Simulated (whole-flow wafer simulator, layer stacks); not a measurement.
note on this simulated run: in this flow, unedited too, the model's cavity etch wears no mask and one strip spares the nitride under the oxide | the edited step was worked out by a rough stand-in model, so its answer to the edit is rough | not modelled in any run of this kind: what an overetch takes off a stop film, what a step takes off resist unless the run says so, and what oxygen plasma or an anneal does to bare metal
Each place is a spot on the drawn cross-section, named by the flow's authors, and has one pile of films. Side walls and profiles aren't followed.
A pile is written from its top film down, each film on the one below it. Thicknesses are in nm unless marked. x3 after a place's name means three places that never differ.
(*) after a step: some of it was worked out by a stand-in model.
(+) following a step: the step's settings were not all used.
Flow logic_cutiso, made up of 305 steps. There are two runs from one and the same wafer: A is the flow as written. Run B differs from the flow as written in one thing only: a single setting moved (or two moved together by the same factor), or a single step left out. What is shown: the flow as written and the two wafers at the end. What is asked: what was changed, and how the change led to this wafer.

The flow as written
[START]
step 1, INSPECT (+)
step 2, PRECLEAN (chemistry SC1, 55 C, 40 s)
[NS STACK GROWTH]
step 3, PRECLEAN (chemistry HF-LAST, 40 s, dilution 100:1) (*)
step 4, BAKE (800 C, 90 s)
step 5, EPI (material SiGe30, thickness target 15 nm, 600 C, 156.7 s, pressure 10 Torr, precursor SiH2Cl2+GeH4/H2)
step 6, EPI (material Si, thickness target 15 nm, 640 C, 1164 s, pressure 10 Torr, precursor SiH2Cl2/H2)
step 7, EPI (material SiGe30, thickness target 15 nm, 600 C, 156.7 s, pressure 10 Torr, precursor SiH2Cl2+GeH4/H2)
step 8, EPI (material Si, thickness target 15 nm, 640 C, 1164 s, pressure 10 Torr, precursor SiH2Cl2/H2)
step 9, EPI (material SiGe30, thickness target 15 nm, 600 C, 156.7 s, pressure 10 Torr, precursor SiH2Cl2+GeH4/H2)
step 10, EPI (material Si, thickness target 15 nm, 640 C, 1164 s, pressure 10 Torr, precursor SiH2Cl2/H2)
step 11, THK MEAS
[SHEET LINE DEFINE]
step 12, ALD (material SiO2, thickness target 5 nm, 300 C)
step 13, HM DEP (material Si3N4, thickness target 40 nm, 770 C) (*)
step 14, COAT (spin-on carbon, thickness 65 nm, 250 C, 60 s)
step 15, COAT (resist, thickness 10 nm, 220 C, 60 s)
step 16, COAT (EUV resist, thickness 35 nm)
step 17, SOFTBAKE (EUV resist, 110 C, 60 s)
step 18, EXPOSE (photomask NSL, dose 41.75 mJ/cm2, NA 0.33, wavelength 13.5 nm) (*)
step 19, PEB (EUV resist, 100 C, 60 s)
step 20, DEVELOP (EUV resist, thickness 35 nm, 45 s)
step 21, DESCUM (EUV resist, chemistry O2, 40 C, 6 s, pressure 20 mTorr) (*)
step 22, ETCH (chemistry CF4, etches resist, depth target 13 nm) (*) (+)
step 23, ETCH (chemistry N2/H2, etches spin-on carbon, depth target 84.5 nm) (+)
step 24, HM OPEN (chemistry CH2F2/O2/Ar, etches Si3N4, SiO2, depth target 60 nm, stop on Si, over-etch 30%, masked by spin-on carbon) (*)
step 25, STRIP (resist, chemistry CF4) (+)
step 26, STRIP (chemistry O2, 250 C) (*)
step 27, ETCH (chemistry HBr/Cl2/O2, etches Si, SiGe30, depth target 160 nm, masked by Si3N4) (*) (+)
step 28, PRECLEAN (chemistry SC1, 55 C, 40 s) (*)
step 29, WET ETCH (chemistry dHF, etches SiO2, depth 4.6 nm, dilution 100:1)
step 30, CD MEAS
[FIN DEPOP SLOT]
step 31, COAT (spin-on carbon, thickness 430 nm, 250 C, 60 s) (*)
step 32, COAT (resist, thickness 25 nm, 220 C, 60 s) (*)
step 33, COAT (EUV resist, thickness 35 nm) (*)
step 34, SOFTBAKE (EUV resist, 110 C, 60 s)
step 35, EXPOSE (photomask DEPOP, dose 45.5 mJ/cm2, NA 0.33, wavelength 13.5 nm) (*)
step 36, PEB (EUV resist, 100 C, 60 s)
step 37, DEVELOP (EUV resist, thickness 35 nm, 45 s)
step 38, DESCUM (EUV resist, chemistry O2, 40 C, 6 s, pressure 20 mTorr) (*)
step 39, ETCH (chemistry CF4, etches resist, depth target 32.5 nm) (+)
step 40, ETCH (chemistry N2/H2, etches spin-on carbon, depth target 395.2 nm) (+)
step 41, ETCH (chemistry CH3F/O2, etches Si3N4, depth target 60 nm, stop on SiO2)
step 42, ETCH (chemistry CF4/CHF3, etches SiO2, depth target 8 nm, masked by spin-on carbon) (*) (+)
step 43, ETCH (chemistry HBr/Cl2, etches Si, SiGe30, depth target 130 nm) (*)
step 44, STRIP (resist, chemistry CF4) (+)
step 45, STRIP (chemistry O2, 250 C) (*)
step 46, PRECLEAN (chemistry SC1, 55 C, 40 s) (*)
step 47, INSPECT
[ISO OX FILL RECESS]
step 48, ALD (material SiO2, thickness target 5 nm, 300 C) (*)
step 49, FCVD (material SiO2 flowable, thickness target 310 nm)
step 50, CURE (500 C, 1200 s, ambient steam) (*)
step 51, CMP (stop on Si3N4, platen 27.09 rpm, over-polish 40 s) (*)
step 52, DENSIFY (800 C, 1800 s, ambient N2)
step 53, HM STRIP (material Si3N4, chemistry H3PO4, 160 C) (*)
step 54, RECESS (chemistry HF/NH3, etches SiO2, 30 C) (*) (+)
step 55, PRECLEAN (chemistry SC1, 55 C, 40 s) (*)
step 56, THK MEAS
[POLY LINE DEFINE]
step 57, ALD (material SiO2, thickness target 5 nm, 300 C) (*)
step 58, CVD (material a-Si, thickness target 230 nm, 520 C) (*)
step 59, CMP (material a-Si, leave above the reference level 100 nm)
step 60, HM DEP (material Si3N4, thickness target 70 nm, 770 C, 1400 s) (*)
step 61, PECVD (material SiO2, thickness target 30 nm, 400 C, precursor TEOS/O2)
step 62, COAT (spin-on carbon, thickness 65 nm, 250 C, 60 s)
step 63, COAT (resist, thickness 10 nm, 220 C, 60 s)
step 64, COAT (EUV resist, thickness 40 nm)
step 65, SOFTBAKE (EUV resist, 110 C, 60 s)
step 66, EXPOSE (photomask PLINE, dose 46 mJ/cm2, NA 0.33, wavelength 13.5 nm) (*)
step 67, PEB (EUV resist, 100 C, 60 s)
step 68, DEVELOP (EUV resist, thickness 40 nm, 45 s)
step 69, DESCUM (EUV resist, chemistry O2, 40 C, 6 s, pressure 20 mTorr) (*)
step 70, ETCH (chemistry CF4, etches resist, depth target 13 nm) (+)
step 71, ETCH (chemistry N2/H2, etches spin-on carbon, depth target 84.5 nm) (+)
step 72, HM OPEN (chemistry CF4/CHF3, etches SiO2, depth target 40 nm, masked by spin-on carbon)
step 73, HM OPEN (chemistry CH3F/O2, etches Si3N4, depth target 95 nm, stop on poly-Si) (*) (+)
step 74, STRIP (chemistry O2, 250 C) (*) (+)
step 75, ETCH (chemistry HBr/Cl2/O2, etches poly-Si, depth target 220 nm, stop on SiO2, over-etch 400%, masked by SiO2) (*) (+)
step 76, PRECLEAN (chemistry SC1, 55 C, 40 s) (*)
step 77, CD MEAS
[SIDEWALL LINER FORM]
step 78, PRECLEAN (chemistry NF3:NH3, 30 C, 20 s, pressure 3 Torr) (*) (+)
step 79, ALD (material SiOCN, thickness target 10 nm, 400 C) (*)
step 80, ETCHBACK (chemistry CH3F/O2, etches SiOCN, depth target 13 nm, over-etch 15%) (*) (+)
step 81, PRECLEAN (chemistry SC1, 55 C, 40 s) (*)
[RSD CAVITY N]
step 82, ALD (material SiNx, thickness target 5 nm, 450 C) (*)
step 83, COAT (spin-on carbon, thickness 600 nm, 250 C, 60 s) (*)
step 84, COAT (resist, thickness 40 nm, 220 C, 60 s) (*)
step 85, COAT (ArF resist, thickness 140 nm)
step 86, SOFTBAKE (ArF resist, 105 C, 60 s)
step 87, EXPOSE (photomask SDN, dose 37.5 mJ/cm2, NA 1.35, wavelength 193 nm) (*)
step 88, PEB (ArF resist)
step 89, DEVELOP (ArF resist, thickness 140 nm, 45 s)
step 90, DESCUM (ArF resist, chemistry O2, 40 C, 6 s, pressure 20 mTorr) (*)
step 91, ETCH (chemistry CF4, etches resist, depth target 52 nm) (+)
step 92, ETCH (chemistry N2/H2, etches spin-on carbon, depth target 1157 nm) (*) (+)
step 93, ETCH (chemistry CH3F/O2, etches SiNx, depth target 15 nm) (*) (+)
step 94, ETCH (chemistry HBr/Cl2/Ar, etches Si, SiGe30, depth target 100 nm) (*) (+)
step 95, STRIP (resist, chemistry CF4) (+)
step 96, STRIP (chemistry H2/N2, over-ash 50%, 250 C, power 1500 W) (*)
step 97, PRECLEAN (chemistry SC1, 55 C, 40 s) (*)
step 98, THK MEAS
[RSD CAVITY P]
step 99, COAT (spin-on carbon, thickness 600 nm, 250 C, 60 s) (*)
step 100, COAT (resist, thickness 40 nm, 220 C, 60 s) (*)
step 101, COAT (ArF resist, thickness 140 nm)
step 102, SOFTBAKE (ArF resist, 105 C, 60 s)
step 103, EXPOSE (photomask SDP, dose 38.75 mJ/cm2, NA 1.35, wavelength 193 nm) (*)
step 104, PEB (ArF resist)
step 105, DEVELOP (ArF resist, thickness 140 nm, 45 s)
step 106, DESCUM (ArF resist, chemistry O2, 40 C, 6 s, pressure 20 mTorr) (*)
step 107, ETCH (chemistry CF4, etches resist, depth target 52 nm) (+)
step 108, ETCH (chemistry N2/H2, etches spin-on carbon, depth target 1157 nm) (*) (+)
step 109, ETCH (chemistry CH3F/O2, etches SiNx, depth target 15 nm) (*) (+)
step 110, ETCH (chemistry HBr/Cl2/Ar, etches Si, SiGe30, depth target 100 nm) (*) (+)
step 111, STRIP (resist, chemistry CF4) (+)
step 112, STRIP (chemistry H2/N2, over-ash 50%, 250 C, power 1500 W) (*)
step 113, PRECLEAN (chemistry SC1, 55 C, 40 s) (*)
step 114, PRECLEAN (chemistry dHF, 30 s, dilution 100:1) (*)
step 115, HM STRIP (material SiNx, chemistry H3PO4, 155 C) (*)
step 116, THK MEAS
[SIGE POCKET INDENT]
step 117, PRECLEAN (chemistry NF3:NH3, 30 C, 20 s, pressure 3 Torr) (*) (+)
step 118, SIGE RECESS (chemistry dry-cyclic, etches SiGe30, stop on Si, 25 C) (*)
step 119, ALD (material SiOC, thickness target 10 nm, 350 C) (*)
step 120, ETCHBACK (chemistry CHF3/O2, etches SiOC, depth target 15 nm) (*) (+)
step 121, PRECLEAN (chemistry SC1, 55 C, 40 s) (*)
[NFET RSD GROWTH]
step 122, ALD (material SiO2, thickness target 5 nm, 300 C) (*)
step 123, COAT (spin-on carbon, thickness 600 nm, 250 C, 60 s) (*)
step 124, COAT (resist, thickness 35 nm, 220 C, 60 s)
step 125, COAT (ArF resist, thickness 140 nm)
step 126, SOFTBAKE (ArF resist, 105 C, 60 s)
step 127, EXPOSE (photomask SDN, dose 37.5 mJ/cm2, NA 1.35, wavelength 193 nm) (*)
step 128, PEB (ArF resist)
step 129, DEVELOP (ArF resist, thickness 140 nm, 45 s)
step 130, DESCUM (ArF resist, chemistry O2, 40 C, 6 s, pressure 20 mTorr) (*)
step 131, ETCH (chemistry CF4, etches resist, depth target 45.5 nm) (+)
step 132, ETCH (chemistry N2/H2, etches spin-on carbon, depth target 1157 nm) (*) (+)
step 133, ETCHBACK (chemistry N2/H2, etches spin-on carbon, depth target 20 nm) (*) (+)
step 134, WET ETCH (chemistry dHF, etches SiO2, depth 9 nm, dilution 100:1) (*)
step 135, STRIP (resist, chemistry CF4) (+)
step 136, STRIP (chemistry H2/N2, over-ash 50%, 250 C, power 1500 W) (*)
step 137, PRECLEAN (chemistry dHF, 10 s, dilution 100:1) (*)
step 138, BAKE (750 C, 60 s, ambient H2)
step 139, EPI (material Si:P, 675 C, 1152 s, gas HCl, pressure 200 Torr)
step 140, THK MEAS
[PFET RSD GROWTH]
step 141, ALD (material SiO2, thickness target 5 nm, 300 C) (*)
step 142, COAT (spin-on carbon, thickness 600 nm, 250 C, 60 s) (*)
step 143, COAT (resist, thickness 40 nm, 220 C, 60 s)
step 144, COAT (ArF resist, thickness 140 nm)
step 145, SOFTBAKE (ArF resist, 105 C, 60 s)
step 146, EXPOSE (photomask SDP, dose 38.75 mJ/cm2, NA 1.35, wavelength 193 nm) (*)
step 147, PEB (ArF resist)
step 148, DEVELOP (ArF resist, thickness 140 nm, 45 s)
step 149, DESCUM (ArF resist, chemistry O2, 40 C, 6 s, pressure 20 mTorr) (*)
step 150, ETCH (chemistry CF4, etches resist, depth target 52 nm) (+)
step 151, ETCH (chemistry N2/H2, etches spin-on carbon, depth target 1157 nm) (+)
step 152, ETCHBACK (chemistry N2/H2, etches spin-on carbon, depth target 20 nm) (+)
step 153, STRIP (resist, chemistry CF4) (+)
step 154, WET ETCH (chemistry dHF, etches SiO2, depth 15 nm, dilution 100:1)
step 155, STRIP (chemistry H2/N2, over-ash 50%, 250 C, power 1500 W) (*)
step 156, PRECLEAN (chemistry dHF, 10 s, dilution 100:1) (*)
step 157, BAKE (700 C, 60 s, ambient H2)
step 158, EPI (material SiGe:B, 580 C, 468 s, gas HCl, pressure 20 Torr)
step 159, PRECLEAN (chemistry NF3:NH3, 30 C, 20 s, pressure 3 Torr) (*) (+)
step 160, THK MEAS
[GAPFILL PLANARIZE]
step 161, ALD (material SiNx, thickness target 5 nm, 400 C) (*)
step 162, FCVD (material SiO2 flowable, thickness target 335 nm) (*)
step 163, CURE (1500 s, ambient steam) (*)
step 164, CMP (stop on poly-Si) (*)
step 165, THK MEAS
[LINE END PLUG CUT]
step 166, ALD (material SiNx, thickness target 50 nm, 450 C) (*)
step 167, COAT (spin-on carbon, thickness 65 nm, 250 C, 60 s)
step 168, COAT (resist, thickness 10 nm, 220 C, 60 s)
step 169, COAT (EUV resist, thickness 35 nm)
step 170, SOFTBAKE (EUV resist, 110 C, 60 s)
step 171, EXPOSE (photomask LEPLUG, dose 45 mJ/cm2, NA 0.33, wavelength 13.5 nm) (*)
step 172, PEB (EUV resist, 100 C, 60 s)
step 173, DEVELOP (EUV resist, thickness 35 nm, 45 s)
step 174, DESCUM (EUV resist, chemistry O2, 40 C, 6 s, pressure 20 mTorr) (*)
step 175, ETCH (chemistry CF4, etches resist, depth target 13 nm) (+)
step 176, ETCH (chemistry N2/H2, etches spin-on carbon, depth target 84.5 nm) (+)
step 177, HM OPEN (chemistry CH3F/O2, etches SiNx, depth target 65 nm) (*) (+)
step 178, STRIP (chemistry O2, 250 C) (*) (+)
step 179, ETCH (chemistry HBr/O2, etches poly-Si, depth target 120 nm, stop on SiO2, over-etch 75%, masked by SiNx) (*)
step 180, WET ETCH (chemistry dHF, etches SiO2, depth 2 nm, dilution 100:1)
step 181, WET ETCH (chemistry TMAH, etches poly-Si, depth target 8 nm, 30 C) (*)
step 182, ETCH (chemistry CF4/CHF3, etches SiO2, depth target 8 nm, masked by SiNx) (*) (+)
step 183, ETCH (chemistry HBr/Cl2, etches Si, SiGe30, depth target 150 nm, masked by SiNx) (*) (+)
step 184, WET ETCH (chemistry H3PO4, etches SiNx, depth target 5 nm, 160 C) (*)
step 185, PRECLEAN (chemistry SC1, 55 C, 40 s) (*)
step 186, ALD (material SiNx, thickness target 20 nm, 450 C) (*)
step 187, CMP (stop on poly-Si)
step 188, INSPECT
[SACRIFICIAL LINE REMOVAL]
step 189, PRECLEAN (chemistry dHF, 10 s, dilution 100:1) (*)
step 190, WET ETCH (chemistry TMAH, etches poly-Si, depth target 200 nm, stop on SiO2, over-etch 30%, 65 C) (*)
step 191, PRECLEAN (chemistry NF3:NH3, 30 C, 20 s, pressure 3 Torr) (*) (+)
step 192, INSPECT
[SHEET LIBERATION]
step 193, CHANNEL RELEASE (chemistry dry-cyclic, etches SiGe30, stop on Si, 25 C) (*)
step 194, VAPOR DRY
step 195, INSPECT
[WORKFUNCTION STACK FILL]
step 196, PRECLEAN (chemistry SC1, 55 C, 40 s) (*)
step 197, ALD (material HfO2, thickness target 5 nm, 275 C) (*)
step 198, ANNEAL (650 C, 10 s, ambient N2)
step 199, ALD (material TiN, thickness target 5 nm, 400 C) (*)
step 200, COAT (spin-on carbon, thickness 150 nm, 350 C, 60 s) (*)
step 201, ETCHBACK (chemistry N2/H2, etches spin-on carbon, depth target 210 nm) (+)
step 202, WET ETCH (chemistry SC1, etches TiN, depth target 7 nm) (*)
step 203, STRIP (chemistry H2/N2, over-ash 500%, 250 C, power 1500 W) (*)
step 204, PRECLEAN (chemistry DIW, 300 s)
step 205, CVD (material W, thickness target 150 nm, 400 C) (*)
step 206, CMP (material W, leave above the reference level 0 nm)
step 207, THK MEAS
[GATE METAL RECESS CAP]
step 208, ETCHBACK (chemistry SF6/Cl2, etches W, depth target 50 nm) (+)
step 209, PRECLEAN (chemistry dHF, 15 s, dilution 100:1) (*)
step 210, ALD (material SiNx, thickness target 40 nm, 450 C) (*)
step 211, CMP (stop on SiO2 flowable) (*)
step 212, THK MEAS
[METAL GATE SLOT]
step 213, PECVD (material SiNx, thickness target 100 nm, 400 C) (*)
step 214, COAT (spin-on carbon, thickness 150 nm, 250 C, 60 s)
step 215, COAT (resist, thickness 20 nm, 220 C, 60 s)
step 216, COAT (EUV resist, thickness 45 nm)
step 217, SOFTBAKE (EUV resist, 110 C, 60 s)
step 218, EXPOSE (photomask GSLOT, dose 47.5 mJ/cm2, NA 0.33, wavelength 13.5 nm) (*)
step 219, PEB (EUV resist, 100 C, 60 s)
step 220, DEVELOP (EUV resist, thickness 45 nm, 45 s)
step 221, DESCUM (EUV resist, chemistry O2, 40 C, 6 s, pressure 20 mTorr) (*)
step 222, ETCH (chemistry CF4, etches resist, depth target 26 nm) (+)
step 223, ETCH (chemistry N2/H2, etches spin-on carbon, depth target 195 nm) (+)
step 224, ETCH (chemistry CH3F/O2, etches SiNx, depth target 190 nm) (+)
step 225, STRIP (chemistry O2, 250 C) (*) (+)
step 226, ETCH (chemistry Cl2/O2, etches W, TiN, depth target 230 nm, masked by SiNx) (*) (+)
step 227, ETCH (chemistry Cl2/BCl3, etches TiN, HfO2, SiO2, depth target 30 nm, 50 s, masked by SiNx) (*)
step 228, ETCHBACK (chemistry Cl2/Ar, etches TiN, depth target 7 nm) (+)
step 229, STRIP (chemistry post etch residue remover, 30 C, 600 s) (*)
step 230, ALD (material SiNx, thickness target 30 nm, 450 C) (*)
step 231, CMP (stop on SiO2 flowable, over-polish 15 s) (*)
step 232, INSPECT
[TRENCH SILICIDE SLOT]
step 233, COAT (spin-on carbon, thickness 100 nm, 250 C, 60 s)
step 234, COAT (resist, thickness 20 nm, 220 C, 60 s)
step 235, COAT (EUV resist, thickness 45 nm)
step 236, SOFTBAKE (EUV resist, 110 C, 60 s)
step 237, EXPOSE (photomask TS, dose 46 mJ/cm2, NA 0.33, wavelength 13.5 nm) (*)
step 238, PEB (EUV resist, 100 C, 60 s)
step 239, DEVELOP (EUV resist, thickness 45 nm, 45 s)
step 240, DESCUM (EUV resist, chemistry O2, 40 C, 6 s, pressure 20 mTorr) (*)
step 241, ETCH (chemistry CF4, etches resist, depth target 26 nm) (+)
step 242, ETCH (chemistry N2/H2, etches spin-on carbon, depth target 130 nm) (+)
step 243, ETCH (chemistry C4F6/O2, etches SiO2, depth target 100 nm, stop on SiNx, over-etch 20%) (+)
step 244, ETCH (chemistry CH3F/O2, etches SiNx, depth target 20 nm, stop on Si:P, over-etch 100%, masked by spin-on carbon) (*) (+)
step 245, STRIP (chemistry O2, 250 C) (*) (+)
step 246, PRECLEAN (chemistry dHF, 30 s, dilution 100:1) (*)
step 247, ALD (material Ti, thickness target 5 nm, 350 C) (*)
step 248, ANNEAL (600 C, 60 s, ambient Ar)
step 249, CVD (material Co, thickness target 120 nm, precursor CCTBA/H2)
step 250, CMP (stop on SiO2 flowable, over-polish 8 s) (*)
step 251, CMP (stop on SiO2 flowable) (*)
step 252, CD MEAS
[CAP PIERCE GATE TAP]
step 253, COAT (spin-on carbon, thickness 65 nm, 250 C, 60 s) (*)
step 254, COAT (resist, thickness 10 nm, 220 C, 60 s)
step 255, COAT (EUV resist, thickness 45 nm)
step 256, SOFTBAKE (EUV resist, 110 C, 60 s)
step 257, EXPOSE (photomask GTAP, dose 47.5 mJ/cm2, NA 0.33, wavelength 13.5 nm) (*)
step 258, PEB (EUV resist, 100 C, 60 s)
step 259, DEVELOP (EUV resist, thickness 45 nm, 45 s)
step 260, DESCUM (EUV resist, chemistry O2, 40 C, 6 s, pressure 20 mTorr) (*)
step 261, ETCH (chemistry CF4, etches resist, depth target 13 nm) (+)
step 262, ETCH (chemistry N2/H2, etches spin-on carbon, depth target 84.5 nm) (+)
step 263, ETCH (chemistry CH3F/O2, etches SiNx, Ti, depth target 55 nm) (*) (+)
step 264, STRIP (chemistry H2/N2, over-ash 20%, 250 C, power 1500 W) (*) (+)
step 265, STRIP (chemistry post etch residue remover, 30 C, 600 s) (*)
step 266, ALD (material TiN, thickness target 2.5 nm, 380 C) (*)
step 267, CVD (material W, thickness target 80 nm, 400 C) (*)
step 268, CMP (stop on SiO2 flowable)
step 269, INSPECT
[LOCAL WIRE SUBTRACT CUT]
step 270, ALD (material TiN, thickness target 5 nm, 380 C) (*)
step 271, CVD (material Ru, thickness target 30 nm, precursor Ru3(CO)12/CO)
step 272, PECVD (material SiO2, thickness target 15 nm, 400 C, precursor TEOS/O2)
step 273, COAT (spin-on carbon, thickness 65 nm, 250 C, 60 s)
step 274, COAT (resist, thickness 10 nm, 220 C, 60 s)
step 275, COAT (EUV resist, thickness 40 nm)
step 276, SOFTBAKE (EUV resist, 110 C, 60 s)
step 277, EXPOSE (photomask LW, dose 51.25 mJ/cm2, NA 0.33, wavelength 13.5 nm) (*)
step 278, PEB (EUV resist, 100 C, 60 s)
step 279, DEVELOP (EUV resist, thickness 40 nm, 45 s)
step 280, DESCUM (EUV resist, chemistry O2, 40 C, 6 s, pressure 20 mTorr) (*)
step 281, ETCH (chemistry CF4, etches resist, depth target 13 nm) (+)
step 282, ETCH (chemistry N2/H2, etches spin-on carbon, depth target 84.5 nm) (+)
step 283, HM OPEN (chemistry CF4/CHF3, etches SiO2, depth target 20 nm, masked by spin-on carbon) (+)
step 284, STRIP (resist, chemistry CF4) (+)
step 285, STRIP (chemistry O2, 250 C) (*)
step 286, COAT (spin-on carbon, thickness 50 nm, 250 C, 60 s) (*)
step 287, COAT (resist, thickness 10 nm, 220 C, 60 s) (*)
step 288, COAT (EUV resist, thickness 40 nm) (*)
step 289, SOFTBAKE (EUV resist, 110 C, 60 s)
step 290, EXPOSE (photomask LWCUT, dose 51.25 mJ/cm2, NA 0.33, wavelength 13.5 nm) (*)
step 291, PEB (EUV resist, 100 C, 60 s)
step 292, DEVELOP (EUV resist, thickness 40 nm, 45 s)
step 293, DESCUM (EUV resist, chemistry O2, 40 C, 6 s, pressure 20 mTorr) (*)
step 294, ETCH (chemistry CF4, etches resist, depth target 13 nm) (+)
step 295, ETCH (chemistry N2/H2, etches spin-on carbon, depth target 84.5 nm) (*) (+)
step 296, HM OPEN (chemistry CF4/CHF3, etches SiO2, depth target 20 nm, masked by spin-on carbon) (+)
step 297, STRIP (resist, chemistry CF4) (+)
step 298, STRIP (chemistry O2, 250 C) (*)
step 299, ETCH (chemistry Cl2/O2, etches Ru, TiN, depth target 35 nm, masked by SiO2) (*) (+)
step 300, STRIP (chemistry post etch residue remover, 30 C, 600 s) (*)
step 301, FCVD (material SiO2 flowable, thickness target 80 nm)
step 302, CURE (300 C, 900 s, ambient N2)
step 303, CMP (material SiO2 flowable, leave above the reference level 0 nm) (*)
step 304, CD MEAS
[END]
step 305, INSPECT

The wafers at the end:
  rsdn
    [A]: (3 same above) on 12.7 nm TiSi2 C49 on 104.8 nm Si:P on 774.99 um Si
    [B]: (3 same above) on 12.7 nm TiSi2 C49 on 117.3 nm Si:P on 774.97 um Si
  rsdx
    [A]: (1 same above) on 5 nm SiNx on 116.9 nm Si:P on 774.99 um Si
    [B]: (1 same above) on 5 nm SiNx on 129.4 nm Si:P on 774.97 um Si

The reason: step 94, ETCH: depth target 112.5 nm was run, while the flow as written has depth target 100 nm.

The path from the change to this, step by step:
  step 94, ETCH (chemistry HBr/Cl2/Ar, etches Si, SiGe30, depth target 100 nm) (*) (+)
      rsdn, rsdx: A chemical SiO2 loses 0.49 (all of it), Si loses 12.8 (all of it), SiGe30 loses 15 (all of it), Si loses 15 (all of it), SiGe30 loses 15 (all of it), Si loses 15 (all of it), SiGe30 loses 15 (all of it), Si loses 12.2 | B chemical SiO2 loses 0.49 (all of it), Si loses 12.8 (all of it), SiGe30 loses 15 (all of it), Si loses 15 (all of it), SiGe30 loses 15 (all of it), Si loses 15 (all of it), SiGe30 loses 15 (all of it), Si loses 24.7
  step 135, STRIP (resist, chemistry CF4) (+)
      gl: A Si3N4 loses 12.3 | B Si3N4 loses 11.7
      tap: A Si3N4 loses 12.2 | B Si3N4 loses 11.6
  step 139, EPI (material Si:P, 675 C, 1152 s, gas HCl, pressure 200 Torr)
      rsdn, rsdx: A Si:P gains 116.9 (new film) | B Si:P gains 129.4 (new film)
  step 141, ALD (material SiO2, thickness target 5 nm, 300 C) (*)
      gxn: A SiO2 gains 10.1 (new film) | B SiO2 gains 6.16 (new film)
  step 159, PRECLEAN (chemistry NF3:NH3, 30 C, 20 s, pressure 3 Torr) (*) (+)
      gxn: A SiO2 loses 7.5 | B SiO2 loses 4.64 (all of it), Si3N4 loses 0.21
  step 164, CMP (stop on poly-Si) (*)
      gxn: A SiO2 flowable loses 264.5 (all of it), SiNx loses 5 (all of it), SiO2 loses 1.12 (all of it), Si3N4 loses 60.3 (all of it) | B SiO2 flowable loses 265.6 (all of it), SiNx loses 5 (all of it), Si3N4 loses 60.4 (all of it)
